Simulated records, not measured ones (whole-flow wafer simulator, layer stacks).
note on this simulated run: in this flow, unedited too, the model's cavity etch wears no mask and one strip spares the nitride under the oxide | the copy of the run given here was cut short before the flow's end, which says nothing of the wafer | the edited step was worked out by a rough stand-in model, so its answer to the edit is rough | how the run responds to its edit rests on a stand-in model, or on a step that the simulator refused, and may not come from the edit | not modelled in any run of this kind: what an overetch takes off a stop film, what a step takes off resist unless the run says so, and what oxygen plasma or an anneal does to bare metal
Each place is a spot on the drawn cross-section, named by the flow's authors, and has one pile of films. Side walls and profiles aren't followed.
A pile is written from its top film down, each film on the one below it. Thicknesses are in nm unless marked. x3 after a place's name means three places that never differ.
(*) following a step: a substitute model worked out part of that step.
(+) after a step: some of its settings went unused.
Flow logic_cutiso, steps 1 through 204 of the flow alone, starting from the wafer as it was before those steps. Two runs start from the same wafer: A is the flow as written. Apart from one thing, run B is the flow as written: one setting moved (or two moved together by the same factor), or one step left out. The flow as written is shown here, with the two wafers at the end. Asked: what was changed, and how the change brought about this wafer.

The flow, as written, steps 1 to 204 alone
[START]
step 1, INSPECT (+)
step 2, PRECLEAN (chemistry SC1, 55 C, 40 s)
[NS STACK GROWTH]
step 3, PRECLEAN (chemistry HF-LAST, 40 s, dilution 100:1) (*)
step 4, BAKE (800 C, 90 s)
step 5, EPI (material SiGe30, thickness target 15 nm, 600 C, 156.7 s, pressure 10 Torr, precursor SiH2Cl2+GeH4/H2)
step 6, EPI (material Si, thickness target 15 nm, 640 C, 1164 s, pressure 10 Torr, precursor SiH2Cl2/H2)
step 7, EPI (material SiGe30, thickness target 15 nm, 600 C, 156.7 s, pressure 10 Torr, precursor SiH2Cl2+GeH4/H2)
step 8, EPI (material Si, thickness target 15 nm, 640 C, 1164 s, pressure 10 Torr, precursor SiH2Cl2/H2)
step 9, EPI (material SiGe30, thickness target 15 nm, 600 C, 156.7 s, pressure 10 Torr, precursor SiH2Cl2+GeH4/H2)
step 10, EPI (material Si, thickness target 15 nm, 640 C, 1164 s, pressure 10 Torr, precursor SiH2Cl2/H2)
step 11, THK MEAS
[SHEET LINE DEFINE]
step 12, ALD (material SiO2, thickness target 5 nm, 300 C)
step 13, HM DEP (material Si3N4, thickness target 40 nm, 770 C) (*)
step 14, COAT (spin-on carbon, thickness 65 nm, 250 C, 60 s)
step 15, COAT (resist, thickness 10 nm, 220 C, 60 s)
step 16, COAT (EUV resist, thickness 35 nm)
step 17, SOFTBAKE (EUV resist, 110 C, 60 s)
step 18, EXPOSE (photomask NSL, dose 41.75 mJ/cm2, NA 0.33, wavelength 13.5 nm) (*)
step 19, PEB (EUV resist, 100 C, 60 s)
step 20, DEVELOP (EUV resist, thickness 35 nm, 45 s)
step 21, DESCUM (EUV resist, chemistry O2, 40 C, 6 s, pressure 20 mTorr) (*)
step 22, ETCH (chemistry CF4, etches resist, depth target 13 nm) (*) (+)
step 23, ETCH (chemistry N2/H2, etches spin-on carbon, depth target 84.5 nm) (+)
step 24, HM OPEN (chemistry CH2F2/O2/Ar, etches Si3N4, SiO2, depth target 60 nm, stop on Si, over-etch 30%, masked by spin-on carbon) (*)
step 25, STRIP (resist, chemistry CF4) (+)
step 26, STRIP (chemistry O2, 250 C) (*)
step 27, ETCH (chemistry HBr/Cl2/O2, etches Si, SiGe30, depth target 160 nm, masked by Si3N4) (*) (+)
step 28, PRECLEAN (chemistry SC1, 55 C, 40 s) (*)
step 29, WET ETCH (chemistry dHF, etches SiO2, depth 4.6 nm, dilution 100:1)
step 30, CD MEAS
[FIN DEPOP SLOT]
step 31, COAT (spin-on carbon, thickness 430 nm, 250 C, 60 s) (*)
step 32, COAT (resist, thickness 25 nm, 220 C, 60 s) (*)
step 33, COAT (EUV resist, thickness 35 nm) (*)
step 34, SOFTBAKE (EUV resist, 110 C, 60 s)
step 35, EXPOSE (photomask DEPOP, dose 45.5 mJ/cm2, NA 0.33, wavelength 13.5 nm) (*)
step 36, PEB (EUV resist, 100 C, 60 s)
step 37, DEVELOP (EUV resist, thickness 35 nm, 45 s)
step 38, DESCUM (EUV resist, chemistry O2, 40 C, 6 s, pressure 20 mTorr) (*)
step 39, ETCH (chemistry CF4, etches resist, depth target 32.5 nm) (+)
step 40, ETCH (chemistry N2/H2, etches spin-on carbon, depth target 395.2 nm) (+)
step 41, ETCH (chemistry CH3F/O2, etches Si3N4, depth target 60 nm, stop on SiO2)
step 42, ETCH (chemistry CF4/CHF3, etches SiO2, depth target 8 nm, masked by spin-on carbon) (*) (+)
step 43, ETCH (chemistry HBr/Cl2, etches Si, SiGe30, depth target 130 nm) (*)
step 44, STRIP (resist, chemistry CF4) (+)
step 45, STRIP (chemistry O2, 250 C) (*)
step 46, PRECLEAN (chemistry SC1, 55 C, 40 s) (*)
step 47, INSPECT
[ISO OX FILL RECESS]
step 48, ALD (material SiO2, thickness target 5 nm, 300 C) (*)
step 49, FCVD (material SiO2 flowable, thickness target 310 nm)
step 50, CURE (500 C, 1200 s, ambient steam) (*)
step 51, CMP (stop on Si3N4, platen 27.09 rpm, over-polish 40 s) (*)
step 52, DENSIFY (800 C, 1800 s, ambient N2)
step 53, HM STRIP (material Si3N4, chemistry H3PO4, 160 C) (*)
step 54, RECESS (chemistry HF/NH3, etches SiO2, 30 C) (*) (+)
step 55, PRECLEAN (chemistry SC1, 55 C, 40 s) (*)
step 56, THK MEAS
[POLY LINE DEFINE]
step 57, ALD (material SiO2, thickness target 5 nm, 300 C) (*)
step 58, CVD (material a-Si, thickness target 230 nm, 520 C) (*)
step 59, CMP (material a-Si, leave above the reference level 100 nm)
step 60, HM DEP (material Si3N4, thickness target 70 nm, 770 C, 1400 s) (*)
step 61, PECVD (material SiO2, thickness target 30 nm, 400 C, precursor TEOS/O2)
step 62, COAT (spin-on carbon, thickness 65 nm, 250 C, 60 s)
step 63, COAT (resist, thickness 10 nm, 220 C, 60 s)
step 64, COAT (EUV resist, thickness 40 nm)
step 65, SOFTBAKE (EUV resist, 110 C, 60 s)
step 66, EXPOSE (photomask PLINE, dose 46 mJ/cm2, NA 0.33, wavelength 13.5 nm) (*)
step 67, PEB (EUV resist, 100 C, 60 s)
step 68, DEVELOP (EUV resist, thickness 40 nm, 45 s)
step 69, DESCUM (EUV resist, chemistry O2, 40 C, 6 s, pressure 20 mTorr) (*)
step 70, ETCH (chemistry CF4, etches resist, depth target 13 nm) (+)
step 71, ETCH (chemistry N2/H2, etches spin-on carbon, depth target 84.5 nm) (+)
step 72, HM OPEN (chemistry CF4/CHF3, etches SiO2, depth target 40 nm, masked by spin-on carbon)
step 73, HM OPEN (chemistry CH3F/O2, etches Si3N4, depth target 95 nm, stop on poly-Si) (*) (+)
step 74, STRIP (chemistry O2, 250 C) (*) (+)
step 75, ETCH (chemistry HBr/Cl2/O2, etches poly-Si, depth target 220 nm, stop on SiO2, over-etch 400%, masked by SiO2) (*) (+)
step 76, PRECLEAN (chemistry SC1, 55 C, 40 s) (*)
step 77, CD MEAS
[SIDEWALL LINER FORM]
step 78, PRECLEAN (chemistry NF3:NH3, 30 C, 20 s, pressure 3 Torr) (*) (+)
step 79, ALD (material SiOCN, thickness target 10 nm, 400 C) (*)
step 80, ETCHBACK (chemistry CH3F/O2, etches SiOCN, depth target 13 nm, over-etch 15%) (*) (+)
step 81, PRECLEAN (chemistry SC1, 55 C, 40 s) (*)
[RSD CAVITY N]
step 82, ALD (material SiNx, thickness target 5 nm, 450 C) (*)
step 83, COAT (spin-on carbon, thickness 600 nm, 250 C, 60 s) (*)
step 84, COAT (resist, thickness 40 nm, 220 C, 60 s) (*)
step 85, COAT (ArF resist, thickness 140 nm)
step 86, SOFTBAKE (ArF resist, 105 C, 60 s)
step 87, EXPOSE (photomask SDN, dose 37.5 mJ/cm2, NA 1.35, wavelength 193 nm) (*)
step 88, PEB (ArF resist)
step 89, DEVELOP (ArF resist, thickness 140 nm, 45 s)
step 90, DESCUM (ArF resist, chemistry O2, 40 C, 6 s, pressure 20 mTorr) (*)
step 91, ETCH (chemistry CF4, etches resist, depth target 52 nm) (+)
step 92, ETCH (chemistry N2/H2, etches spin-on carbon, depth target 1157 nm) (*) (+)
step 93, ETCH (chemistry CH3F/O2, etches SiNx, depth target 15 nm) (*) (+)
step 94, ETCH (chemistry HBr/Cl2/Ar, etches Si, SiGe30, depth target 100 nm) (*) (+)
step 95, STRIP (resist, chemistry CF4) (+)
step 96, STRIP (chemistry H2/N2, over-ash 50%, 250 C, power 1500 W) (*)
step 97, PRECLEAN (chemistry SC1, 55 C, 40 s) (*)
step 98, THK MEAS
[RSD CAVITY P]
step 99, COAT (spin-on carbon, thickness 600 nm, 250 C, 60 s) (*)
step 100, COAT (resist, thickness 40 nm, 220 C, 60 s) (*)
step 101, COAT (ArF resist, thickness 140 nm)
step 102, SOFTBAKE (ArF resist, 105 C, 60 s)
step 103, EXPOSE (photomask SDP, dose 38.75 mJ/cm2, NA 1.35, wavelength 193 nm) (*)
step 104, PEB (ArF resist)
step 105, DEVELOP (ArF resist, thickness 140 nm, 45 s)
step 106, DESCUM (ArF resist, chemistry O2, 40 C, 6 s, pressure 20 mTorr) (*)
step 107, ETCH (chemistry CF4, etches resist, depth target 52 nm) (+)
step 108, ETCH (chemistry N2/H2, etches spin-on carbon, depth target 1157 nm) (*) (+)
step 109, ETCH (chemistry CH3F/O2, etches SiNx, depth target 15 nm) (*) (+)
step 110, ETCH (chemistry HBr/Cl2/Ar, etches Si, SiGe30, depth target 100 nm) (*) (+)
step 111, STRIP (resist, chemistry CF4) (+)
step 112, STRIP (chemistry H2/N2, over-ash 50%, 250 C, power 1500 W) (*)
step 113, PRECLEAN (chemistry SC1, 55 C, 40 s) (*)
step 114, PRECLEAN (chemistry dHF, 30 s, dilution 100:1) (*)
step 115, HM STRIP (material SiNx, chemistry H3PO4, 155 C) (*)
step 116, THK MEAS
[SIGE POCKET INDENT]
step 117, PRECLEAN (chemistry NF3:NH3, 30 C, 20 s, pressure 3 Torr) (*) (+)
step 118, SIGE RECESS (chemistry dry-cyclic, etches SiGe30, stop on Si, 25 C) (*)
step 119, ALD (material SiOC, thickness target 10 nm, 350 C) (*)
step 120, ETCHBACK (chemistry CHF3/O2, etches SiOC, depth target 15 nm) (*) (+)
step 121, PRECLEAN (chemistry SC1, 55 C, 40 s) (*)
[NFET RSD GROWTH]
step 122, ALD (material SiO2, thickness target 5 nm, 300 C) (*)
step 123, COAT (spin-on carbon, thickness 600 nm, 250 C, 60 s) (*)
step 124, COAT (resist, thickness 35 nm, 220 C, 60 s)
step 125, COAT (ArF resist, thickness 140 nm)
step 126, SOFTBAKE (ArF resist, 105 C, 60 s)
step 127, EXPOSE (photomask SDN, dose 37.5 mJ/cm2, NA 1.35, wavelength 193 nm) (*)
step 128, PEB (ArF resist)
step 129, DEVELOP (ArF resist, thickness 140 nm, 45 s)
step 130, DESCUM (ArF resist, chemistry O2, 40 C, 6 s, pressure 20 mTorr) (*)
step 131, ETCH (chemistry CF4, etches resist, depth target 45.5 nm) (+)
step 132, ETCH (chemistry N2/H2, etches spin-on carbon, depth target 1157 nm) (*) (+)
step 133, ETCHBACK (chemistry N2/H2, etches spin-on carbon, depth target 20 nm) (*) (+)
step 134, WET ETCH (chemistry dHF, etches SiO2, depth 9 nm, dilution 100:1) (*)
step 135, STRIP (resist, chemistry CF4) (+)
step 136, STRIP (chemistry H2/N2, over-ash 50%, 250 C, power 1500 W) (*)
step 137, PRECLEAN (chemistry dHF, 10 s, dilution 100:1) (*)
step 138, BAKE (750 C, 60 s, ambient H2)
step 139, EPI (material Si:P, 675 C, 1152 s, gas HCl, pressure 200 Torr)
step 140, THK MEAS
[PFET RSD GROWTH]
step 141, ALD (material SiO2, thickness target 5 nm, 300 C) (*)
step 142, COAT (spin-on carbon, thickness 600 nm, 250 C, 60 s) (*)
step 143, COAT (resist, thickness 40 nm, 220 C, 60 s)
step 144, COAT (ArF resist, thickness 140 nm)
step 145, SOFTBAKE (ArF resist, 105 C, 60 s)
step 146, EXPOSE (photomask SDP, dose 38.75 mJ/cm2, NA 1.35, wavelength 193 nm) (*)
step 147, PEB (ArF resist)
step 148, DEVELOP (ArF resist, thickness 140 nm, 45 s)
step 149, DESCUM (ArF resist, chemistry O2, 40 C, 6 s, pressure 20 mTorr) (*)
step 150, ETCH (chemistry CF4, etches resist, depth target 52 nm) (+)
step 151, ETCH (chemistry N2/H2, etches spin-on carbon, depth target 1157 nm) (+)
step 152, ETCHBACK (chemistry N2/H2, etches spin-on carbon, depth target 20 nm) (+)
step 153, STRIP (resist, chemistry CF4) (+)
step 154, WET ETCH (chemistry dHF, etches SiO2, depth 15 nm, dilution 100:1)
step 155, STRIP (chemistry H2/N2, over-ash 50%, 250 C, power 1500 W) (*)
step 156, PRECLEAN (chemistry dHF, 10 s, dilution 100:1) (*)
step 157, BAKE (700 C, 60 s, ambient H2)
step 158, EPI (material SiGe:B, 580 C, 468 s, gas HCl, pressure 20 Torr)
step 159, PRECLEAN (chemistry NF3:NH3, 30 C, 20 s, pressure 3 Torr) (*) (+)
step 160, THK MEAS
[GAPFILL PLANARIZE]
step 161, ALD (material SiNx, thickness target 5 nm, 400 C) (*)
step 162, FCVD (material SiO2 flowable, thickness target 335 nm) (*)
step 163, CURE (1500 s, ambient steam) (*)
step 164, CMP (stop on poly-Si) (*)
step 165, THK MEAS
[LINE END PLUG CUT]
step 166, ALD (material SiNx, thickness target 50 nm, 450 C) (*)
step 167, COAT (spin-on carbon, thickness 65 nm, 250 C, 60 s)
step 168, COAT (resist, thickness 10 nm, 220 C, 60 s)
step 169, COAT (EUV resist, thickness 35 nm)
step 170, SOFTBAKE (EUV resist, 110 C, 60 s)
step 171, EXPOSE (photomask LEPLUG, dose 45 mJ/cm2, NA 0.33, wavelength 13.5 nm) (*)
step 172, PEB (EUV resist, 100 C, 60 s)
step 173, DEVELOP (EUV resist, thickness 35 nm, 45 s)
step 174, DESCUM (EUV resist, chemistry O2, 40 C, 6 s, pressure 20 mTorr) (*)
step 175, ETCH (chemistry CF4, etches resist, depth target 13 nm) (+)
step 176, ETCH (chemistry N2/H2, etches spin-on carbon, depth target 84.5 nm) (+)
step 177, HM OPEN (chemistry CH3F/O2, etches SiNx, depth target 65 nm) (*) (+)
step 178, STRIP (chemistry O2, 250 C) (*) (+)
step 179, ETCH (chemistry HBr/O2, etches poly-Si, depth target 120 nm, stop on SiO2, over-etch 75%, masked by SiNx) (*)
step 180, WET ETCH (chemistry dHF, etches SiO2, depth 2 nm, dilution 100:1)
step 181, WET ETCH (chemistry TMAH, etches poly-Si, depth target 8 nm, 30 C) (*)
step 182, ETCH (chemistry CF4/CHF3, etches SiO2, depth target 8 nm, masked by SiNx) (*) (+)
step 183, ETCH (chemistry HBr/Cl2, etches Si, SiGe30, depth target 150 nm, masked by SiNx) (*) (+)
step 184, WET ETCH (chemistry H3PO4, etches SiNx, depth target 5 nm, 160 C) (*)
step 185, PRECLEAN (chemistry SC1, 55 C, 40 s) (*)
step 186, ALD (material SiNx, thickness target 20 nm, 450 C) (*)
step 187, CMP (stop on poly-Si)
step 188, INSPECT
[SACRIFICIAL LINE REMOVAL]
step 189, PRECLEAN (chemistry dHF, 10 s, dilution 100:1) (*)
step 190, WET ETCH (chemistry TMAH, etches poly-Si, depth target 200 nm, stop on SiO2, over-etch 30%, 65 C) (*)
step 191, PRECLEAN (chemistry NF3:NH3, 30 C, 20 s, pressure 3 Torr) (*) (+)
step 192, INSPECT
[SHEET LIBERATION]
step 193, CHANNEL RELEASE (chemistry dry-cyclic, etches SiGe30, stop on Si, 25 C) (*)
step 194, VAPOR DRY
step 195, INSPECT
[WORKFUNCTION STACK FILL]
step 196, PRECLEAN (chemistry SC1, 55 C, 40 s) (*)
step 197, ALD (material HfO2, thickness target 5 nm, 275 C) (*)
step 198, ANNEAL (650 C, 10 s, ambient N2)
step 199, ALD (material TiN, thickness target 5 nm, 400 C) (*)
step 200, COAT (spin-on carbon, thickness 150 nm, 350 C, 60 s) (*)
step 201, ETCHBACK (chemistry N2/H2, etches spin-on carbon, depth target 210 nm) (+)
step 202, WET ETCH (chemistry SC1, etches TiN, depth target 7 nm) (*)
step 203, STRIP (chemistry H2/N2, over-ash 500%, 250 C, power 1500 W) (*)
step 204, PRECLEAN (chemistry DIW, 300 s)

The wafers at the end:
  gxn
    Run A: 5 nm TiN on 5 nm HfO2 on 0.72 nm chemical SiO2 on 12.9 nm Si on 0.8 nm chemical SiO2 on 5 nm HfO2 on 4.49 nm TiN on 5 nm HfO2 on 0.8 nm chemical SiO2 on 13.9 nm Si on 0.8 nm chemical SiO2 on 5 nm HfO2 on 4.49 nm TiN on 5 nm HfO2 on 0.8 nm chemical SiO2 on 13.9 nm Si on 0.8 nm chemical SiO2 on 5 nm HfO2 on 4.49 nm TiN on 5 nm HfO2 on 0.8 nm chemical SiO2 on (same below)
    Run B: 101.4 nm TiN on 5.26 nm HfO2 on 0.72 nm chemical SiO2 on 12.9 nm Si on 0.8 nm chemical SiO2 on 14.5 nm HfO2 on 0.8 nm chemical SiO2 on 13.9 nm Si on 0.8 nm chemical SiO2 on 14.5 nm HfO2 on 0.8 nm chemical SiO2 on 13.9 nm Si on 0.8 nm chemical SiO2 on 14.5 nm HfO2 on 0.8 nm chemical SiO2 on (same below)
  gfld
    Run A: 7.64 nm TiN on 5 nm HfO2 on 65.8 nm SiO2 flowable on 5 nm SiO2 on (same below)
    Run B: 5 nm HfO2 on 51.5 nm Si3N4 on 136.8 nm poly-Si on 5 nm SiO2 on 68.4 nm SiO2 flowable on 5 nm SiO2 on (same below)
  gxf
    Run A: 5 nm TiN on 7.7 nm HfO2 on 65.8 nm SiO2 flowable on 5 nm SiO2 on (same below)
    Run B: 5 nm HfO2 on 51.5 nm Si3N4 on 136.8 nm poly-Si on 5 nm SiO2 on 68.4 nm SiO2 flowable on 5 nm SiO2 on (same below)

What caused this: step 58, CVD: thickness target 103.5 nm was run, whereas the flow has thickness target 230 nm.

Step by step, how the change led to this:
  step 58, CVD (material a-Si, thickness target 230 nm, 520 C) (*)
      gl, glp, gxn and 11 more: A +230 a-Si (new film) | B +103.5 a-Si (new film)
      depop, dpovl, isow, nsgap: A +319.4 a-Si (new film) | B +192.9 a-Si (new film)
      (also at 4 further places)
  step 59, CMP (material a-Si, leave above the reference level 100 nm)
      gfld, gxf, iso, lnri: A -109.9 a-Si | B nothing
      depop, dpovl, gl and 15 more: A -130 a-Si | B -3.5 a-Si
  step 60, HM DEP (material Si3N4, thickness target 70 nm, 770 C, 1400 s) (*)
      gfld, gxf, iso, lnri: A +70 Si3N4 (new film), +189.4 poly-Si (new film), -189.4 a-Si (all of it) | B +70 Si3N4 (new film), +136.8 poly-Si (new film), -136.8 a-Si (all of it)
  step 61, PECVD (material SiO2, thickness target 30 nm, 400 C, precursor TEOS/O2)
      gfld, gxf, iso, lnri: A +30 SiO2 (new film) | B +27.1 SiO2 (new film)
  step 62, COAT (spin-on carbon, thickness 65 nm, 250 C, 60 s)
      gl, glp, lnr and 8 more: A +65 spin-on carbon (new film) | B +62.7 spin-on carbon (new film)
      gxn, gxp: A +65 spin-on carbon (new film) | B +62.3 spin-on carbon (new film)
      (also at 4 further places)
  step 63, COAT (resist, thickness 10 nm, 220 C, 60 s)
      gfld, iso, lnri: A +10 resist (new film) | B +11 resist (new film)
      gxf: A +10 resist (new film) | B +10.9 resist (new film)
  step 70, ETCH (chemistry CF4, etches resist, depth target 13 nm) (+)
      iso: A -10 resist (all of it), -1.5 spin-on carbon | B -11 resist (all of it), -1.02 spin-on carbon
      lnri: A -10 resist (all of it), -1.5 spin-on carbon | B -11 resist (all of it), -1.01 spin-on carbon
  step 71, ETCH (chemistry N2/H2, etches spin-on carbon, depth target 84.5 nm) (+)
      iso, lnri: A -63.5 spin-on carbon (all of it), -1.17 SiO2 | B -84.5 spin-on carbon
      lnr, lnrp, rsdp, rsdx: A -63.5 spin-on carbon (all of it), -1.17 SiO2 | B -61 spin-on carbon (all of it), -1.31 SiO2
      (also at 3 further places)
  step 72, HM OPEN (chemistry CF4/CHF3, etches SiO2, depth target 40 nm, masked by spin-on carbon)
      iso: A -28.8 SiO2 (all of it), -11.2 Si3N4 | B -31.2 spin-on carbon (all of it), -8.81 SiO2
      lnri: A -28.8 SiO2 (all of it), -11.2 Si3N4 | B -31.2 spin-on carbon (all of it), -8.83 SiO2
      (also at 2 further places)
  step 73, HM OPEN (chemistry CH3F/O2, etches Si3N4, depth target 95 nm, stop on poly-Si) (*) (+)
      iso, lnri: A -58.8 Si3N4 (all of it) | B -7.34 SiO2
  step 74, STRIP (chemistry O2, 250 C) (*) (+)
      iso, lnri: A +0.79 chemical SiO2 (new film), -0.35 poly-Si | B nothing
      gl, glp: A -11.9 spin-on carbon (all of it) | B -9.62 spin-on carbon (all of it)
      (also at 6 further places)
  step 75, ETCH (chemistry HBr/Cl2/O2, etches poly-Si, depth target 220 nm, stop on SiO2, over-etch 400%, masked by SiO2) (*) (+)
      iso, lnri: A -0.79 chemical SiO2 (all of it), -189.1 poly-Si (all of it), -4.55 SiO2 | B -7.34 SiO2
      depop, dpovl, gfld and 10 more: A -9.58 SiO2 | B -7.34 SiO2
  step 78, PRECLEAN (chemistry NF3:NH3, 30 C, 20 s, pressure 3 Torr) (*) (+)
      iso: A -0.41 SiO2 (all of it), -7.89 SiO2 flowable | B -3.58 SiO2 (all of it), -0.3 Si3N4
      lnri: A -0.41 SiO2 (all of it), -7.89 SiO2 flowable | B -3.56 SiO2 (all of it), -0.3 Si3N4
  step 80, ETCHBACK (chemistry CH3F/O2, etches SiOCN, depth target 13 nm, over-etch 15%) (*) (+)
      iso: A -10 SiOCN (all of it), -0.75 SiO2 flowable | B -10 SiOCN (all of it), -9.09 Si3N4
      lnri: A +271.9 SiOCN | B -0.8 SiOCN
  step 83, COAT (spin-on carbon, thickness 600 nm, 250 C, 60 s) (*)
      gfld, gxf: A +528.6 spin-on carbon (new film) | B +593.8 spin-on carbon (new film)
      iso: A +813.5 spin-on carbon (new film) | B +614.3 spin-on carbon (new film)
      (also at 1 further place)
  step 96, STRIP (chemistry H2/N2, over-ash 50%, 250 C, power 1500 W) (*)
      gfld, gxf: A -528.6 spin-on carbon (all of it) | B -593.8 spin-on carbon (all of it)
      iso: A -813.5 spin-on carbon (all of it) | B -614.3 spin-on carbon (all of it)
      (also at 1 further place)
  ... 28 further steps ...
  step 203, STRIP (chemistry H2/N2, over-ash 500%, 250 C, power 1500 W) (*)
      gxn, gxp: A -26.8 spin-on carbon (all of it) | B nothing
      gfld: A -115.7 spin-on carbon (all of it) | B nothing
      (also at 4 further places)
Taking metal films that touch as one body, gxn has 1 body; the flow as written gives 4 bodies (between them, from the top down: HfO2 5 / chemical SiO2 0.72 / Si 12.9 / chemical SiO2 0.8 / HfO2 5; HfO2 5 / chemical SiO2 0.8 / Si 13.9 / chemical SiO2 0.8 / HfO2 5; HfO2 5 / chemical SiO2 0.8 / Si 13.9 / chemical SiO2 0.8 / HfO2 5).
Taking metal films that touch as one body, gfld has 0 bodies; the flow as written gives 1 body.
Taking metal films that touch as one body, gxf has 0 bodies; the flow as written gives 1 body.
